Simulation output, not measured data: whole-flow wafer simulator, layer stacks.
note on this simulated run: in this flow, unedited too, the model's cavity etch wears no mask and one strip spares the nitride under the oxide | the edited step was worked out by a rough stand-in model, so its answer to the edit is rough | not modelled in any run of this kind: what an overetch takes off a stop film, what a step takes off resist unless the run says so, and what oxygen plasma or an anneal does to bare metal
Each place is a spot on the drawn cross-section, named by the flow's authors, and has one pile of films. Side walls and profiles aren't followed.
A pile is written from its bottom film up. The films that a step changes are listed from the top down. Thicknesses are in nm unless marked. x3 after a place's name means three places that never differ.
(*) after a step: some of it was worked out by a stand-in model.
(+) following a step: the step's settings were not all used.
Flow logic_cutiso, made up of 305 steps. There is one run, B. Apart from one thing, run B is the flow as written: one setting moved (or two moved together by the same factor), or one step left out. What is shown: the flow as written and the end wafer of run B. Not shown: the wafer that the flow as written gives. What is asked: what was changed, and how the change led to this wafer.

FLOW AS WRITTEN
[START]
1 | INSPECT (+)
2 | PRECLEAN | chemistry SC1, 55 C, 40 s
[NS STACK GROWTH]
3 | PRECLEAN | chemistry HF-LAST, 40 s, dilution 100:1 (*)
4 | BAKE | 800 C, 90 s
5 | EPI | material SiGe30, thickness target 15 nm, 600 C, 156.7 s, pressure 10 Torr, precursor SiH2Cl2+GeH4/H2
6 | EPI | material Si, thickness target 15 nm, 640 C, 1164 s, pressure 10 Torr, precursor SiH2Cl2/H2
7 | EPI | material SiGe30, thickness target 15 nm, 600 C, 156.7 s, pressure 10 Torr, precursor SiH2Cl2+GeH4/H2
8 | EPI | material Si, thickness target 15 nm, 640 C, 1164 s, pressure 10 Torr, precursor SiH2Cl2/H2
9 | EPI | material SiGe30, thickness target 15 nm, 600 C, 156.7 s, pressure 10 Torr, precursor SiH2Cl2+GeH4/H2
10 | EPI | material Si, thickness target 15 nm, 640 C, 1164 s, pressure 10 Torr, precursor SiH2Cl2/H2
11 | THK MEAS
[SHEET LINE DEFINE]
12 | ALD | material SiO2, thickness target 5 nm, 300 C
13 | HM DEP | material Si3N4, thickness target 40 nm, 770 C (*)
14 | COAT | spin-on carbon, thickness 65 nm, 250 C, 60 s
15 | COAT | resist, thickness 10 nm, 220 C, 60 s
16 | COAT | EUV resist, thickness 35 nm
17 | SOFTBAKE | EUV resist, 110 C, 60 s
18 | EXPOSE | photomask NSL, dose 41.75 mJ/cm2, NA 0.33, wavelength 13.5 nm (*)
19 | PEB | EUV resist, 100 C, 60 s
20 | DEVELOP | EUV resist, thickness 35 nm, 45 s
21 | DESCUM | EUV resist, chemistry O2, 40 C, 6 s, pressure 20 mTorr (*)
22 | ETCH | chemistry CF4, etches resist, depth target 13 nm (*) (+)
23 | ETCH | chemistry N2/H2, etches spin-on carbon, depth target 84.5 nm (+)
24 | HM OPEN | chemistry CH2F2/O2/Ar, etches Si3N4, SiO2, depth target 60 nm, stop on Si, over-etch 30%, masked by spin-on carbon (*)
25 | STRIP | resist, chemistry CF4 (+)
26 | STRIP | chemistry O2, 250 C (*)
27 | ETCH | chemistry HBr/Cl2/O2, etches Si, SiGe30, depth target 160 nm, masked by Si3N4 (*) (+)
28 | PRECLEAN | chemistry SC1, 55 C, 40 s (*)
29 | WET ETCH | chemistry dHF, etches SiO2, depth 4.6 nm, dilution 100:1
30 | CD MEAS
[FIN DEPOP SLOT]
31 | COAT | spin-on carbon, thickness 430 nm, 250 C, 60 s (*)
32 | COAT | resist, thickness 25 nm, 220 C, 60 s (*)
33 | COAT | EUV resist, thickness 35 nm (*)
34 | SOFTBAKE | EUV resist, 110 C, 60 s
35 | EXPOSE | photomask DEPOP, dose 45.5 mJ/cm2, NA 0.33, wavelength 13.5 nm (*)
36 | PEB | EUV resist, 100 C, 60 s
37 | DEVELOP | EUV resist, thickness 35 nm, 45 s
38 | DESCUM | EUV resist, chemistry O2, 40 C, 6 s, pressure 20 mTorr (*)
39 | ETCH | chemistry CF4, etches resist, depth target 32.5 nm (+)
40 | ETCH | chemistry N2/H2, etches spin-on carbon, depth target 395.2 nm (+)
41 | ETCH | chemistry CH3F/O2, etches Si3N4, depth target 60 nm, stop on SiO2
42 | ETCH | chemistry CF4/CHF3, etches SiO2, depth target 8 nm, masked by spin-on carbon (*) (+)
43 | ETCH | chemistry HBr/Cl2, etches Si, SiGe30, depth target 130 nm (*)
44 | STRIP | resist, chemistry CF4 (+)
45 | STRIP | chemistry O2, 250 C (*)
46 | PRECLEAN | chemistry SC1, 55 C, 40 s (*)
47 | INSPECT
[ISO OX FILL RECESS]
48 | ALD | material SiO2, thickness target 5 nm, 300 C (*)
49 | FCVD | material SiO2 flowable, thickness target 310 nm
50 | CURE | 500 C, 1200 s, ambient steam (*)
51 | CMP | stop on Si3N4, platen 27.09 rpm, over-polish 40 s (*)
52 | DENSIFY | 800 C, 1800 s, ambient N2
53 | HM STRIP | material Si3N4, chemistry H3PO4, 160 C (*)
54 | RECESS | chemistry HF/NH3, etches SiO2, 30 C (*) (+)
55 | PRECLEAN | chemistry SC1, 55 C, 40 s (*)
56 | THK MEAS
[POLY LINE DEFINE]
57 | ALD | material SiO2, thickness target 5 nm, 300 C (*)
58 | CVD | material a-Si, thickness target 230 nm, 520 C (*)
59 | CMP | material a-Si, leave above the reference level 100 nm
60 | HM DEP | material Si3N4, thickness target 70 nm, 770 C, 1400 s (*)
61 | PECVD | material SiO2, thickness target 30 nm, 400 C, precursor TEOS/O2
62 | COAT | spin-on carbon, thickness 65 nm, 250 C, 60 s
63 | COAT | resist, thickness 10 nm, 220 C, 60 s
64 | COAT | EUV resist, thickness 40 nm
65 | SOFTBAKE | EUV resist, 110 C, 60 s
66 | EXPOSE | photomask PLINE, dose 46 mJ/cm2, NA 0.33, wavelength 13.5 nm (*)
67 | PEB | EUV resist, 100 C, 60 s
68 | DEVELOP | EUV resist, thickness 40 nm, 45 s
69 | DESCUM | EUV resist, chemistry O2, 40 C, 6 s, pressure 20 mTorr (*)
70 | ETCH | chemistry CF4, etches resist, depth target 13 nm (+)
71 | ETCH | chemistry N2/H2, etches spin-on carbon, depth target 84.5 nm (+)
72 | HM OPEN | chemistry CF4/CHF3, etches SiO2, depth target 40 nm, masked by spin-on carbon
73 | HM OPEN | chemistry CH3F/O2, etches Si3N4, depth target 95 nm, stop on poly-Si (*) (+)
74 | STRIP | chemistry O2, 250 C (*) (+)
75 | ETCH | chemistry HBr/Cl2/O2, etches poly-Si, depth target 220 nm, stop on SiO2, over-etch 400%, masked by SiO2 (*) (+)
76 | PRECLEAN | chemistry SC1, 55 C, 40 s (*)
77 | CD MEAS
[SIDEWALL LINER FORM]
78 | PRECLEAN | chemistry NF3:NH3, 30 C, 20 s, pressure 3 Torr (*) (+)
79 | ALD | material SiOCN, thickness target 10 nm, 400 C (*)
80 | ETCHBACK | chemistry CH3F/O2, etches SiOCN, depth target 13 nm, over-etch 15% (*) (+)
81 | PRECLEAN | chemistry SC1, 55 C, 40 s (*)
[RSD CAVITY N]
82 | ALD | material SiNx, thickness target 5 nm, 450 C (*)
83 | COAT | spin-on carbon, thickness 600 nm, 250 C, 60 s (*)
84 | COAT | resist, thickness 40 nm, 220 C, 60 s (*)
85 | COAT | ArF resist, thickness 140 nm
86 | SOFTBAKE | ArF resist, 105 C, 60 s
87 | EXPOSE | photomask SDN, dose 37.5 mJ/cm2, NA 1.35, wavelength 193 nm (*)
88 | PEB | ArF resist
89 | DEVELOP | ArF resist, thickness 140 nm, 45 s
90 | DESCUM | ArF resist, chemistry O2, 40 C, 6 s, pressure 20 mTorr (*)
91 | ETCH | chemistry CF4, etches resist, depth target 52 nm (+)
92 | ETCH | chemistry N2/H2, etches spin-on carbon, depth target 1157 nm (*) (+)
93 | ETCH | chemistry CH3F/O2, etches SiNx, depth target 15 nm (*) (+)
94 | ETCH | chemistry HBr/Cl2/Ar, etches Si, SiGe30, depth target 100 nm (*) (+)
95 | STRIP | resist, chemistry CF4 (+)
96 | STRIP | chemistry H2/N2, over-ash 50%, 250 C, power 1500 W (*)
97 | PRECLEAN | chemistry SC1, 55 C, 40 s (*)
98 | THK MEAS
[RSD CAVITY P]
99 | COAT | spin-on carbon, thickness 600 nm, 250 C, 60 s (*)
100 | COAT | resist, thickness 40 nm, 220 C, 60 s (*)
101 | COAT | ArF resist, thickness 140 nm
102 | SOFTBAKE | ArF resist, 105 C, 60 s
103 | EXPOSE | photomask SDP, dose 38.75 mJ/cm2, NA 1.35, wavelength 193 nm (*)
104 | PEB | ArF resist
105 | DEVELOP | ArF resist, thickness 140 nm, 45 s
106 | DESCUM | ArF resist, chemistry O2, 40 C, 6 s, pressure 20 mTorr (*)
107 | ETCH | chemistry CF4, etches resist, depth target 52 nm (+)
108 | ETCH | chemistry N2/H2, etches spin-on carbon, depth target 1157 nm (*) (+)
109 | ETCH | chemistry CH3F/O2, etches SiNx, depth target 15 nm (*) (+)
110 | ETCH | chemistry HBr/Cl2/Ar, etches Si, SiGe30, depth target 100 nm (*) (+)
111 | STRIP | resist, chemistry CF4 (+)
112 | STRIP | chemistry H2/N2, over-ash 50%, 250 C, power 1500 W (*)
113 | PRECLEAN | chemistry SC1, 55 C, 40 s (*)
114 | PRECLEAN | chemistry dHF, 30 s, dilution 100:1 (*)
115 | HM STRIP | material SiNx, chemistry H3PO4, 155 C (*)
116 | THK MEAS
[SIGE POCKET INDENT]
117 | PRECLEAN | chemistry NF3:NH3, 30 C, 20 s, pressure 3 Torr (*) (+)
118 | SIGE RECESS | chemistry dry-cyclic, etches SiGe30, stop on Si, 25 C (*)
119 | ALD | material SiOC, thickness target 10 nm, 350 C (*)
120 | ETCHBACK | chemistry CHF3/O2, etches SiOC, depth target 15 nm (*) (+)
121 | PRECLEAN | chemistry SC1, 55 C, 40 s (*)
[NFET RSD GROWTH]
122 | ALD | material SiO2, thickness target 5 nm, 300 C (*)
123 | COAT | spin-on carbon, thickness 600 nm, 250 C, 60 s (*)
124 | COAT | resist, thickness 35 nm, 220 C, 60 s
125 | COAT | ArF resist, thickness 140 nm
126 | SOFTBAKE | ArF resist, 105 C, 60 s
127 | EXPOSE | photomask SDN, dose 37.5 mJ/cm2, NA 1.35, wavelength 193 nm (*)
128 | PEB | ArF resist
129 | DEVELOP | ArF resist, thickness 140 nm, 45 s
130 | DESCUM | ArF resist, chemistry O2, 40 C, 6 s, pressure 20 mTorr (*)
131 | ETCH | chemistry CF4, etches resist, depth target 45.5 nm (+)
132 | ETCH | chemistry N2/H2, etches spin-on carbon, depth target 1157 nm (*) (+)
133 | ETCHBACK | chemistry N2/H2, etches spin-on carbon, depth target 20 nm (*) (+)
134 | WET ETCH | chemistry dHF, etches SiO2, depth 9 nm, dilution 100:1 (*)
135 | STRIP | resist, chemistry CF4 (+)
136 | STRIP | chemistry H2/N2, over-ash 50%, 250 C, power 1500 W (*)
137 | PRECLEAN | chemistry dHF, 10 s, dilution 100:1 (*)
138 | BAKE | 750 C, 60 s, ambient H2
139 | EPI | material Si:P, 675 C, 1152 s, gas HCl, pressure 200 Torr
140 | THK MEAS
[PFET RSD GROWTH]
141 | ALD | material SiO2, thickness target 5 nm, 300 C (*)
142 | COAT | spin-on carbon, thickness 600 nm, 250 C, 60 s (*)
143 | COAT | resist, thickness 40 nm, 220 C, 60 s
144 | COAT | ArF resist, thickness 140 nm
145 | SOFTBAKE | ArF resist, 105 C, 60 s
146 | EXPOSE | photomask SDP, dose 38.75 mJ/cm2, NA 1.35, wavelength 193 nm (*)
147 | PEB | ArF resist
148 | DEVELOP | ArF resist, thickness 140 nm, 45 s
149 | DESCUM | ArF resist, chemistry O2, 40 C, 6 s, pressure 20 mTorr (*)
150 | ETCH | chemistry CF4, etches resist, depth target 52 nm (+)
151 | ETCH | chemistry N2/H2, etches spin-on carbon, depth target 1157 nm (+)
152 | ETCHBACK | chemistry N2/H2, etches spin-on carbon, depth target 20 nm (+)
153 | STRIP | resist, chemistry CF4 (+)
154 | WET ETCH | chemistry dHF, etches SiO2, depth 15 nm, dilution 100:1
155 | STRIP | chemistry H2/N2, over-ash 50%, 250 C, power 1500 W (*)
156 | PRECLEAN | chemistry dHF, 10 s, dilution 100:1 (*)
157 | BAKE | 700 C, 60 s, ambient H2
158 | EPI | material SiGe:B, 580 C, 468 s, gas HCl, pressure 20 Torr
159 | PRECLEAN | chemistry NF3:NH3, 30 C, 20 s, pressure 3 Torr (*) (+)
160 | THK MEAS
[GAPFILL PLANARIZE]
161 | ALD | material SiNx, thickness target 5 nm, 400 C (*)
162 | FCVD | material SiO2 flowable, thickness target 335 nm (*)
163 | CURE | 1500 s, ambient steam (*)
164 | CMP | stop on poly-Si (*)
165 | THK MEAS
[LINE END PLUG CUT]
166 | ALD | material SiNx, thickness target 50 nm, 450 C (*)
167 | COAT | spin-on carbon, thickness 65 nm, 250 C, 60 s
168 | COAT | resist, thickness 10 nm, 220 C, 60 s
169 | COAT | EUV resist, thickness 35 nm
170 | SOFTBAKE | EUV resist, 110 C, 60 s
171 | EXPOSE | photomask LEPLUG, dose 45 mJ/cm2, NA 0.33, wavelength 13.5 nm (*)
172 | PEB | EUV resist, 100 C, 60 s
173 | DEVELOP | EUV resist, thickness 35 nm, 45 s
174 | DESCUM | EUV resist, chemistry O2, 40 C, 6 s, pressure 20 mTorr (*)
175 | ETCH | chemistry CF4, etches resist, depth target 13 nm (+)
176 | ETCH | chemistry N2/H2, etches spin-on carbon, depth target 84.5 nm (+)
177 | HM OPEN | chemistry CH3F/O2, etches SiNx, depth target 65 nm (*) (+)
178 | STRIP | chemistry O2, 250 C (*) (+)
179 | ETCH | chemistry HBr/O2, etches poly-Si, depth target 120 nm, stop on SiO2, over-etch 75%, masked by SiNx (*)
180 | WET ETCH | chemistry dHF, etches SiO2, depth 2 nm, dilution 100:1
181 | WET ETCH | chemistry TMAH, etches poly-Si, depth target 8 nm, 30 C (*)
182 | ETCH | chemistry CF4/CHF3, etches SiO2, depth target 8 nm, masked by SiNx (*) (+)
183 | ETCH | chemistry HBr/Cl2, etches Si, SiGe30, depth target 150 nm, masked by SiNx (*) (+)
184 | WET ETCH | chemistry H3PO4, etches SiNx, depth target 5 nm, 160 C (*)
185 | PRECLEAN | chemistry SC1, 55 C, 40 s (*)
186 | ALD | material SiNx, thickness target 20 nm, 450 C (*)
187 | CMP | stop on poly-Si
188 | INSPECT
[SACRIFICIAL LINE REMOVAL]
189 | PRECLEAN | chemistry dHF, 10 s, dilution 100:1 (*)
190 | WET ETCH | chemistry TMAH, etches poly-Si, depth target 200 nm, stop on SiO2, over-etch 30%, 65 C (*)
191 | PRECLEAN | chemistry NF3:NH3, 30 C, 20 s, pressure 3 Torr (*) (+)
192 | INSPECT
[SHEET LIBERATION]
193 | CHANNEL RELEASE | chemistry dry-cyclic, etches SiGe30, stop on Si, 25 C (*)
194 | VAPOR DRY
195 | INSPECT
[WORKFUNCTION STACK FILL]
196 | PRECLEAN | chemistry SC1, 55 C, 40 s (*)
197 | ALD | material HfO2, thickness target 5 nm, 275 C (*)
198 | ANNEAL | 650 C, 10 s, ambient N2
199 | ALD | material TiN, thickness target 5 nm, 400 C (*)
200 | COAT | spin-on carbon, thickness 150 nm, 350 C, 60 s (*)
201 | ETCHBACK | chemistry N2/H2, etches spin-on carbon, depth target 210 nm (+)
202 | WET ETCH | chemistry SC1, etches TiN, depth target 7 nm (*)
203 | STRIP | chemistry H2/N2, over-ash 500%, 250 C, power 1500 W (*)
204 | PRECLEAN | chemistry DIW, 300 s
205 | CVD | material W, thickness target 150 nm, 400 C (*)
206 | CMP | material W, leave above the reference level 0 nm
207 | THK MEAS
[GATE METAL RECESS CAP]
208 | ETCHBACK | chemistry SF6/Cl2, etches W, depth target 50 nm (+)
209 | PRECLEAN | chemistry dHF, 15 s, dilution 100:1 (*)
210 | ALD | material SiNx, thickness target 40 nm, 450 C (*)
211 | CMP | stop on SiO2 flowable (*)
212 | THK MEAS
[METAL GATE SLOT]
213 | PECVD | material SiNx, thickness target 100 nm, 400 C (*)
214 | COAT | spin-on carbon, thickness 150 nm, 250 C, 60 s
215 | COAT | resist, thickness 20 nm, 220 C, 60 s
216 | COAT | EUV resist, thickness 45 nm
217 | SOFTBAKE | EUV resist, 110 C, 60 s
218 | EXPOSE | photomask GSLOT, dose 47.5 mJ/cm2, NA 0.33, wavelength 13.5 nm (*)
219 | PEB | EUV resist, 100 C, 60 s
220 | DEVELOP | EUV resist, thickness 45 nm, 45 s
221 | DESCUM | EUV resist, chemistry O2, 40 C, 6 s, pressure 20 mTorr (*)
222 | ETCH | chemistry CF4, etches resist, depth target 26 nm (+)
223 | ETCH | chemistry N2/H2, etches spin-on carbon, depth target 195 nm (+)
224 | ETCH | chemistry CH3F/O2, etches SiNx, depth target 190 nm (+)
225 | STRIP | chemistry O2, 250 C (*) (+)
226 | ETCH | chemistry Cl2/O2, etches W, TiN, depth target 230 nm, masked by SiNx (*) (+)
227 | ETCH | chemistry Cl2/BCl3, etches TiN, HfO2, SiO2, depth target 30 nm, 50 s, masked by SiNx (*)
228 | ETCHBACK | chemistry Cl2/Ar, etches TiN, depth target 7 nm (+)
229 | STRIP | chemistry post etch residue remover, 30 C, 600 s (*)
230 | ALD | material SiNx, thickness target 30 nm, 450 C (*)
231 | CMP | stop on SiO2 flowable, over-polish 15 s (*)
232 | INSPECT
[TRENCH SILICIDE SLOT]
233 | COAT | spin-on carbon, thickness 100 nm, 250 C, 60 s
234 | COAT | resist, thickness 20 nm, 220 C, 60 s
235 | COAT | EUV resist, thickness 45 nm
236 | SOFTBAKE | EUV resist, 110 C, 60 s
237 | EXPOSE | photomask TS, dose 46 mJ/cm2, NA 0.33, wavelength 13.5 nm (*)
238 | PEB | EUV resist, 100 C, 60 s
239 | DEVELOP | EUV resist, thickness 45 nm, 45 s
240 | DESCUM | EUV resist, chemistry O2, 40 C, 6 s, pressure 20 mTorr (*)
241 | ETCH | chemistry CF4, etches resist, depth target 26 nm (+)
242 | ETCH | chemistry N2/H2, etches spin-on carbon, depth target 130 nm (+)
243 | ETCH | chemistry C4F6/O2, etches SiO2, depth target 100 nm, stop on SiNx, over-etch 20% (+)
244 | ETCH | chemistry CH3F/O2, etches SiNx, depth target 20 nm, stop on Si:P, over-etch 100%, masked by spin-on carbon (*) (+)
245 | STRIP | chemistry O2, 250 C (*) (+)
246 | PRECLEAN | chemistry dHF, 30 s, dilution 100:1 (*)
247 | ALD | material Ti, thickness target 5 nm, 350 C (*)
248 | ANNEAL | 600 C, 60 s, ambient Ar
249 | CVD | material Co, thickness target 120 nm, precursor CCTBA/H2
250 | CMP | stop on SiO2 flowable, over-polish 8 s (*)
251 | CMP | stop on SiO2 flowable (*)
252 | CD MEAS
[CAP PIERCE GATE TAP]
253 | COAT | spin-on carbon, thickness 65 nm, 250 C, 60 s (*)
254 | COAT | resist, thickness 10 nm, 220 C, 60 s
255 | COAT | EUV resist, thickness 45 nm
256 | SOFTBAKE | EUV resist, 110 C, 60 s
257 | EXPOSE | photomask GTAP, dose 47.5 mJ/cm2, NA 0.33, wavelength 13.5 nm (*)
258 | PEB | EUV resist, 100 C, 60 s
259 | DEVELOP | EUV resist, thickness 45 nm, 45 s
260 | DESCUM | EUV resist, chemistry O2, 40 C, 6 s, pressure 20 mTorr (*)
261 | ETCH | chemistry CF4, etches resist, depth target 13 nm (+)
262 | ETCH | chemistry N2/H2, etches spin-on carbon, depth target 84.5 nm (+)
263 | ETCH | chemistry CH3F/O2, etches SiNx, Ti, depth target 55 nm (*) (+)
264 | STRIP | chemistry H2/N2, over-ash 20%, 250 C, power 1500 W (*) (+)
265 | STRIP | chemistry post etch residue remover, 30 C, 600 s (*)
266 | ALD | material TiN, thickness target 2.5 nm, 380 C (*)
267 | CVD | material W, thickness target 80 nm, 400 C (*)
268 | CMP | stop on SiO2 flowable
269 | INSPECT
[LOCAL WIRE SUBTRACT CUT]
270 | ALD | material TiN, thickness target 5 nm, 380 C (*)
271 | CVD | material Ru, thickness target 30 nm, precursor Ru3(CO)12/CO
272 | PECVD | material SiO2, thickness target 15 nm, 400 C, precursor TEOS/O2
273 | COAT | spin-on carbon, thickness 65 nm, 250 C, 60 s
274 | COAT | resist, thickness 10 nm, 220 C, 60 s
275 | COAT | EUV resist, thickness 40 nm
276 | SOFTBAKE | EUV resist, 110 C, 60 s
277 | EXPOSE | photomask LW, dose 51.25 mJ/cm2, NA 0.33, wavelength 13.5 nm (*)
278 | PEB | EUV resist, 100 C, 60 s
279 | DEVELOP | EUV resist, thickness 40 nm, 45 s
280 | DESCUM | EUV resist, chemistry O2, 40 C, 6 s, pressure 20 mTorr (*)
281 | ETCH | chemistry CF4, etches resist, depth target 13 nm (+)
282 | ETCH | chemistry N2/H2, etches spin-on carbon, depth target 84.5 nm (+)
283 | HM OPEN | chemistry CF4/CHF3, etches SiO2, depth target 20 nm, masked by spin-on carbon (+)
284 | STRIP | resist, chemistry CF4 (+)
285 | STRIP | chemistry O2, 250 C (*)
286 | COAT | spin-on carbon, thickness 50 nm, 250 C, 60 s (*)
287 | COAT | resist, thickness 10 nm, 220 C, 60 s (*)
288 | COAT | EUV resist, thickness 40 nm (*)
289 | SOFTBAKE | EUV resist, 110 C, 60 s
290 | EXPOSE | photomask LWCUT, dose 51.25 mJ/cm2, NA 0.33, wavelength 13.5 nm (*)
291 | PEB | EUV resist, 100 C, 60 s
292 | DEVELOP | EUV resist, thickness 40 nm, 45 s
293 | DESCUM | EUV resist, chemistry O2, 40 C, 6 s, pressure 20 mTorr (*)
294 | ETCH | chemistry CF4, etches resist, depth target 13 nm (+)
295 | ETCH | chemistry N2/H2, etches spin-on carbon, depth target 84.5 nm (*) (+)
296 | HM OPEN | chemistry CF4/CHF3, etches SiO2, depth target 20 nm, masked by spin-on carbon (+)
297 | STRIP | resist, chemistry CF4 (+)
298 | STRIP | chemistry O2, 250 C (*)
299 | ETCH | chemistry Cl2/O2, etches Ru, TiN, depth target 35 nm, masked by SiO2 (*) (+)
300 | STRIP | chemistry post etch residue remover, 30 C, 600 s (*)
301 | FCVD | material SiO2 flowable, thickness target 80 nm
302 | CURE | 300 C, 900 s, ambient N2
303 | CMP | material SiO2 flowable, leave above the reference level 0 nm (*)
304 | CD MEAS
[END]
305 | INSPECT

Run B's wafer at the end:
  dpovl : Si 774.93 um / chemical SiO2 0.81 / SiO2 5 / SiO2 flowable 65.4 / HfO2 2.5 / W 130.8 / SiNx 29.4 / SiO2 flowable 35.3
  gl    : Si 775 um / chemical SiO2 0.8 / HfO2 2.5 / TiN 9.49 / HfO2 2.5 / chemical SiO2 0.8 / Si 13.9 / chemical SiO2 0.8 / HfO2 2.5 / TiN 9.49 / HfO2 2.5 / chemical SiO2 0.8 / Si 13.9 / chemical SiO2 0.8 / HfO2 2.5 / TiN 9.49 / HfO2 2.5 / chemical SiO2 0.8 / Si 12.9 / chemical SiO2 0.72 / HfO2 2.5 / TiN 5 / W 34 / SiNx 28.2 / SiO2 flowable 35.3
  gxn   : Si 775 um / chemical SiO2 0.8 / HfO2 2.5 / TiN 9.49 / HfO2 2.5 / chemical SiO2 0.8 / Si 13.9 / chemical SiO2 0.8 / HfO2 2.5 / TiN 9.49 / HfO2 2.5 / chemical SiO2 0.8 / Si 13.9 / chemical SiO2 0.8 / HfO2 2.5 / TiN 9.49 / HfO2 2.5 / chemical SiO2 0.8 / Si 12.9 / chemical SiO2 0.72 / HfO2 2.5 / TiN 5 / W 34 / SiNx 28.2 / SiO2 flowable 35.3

What caused this: step 197, ALD: thickness target 2.5 nm was run, though the flow has thickness target 5 nm.
The wafer lets one read it off: dpovl has HfO2 2.5, and step 197 as written asks for 5 nm.

Step by step, how the change led to this:
  197 | ALD | material HfO2, thickness target 5 nm, 275 C (*)
      depop, dpovl, gfld and 12 more: HfO2 gains 2.5 (new film) (in the flow as written it would be: HfO2 gains 5 (new film))
      gl, glp, gxn, gxp, ns, tap: HfO2 gains 2.5 (new film), HfO2 gains 2.5 (new film), cavity loses 5, HfO2 gains 2.5 (new film), HfO2 gains 2.5 (new film), cavity loses 5, HfO2 gains 2.5 (new film), HfO2 gains 2.5 (new film), cavity loses 5, HfO2 gains 2.5 (new film) (in the flow as written it would be: HfO2 gains 5 (new film), HfO2 gains 5 (new film), cavity loses 10, HfO2 gains 5 (new film), HfO2 gains 5 (new film), cavity loses 10, HfO2 gains 5 (new film), HfO2 gains 5 (new film), cavity loses 10, HfO2 gains 5 (new film))
      (as well as at 1 more place)
  199 | ALD | material TiN, thickness target 5 nm, 400 C (*)
      gl, glp, tap: TiN gains 5 (new film), TiN gains 9.49 (new film), cavity loses 9.49 (all of it), TiN gains 9.49 (new film), cavity loses 9.49 (all of it), TiN gains 9.49 (new film), cavity loses 9.49 (all of it) (in the flow as written it would be: TiN gains 5.26 (new film), TiN gains 4.49 (new film), cavity loses 4.49 (all of it), TiN gains 4.49 (new film), cavity loses 4.49 (all of it), TiN gains 4.49 (new film), cavity loses 4.49 (all of it))
      gxn, gxp, ns: TiN gains 5 (new film), TiN gains 9.49 (new film), cavity loses 9.49 (all of it), TiN gains 9.49 (new film), cavity loses 9.49 (all of it), TiN gains 9.49 (new film), cavity loses 9.49 (all of it) (in the flow as written it would be: TiN gains 5 (new film), TiN gains 4.49 (new film), cavity loses 4.49 (all of it), TiN gains 4.49 (new film), cavity loses 4.49 (all of it), TiN gains 4.49 (new film), cavity loses 4.49 (all of it))
      (as well as at 2 more places)
  200 | COAT | spin-on carbon, thickness 150 nm, 350 C, 60 s (*)
      gl, glp: spin-on carbon gains 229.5 (new film) (in the flow as written it would be: spin-on carbon gains 236.9 (new film))
      gxn, gxp: spin-on carbon gains 229.1 (new film) (in the flow as written it would be: spin-on carbon gains 236.9 (new film))
      (as well as at 17 more places)
  201 | ETCHBACK | chemistry N2/H2, etches spin-on carbon, depth target 210 nm (+)
      lnr, lnrp: spin-on carbon loses 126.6 (all of it) (in the flow as written it would be: spin-on carbon loses 133.9 (all of it))
      rsdn, rsdw: spin-on carbon loses 138.2 (all of it) (in the flow as written it would be: spin-on carbon loses 145.8 (all of it))
      (as well as at 11 more places)
  203 | STRIP | chemistry H2/N2, over-ash 500%, 250 C, power 1500 W (*)
      gxn, gxp: spin-on carbon loses 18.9 (all of it) (in the flow as written it would be: spin-on carbon loses 26.8 (all of it))
      gfld: spin-on carbon loses 110.4 (all of it) (in the flow as written it would be: spin-on carbon loses 115.7 (all of it))
      (as well as at 4 more places)
  206 | CMP | material W, leave above the reference level 0 nm
      lnr, lnri, lnrp, lnrt: W loses 150 (all of it), HfO2 loses 2.5 (all of it), SiOCN loses 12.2 (in the flow as written it would be: W loses 150 (all of it), HfO2 loses 5 (all of it), SiOCN loses 12.2)
      rsdn, rsdp, rsdw, rsdx: W loses 162.2 (all of it), HfO2 loses 2.5 (all of it) (in the flow as written it would be: W loses 162.2 (all of it), HfO2 loses 5 (all of it))
      (as well as at 2 more places)
  226 | ETCH | chemistry Cl2/O2, etches W, TiN, depth target 230 nm, masked by SiNx (*) (+)
      gfld: W loses 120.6 (all of it), TiN loses 5 (all of it), HfO2 loses 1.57 (in the flow as written it would be: W loses 115.4 (all of it), TiN loses 7.64 (all of it), HfO2 loses 1.54)
  227 | ETCH | chemistry Cl2/BCl3, etches TiN, HfO2, SiO2, depth target 30 nm, 50 s, masked by SiNx (*)
      gfld: HfO2 loses 0.93 (all of it), SiO2 flowable loses 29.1 (in the flow as written it would be: HfO2 loses 3.46 (all of it), SiO2 flowable loses 26.5)
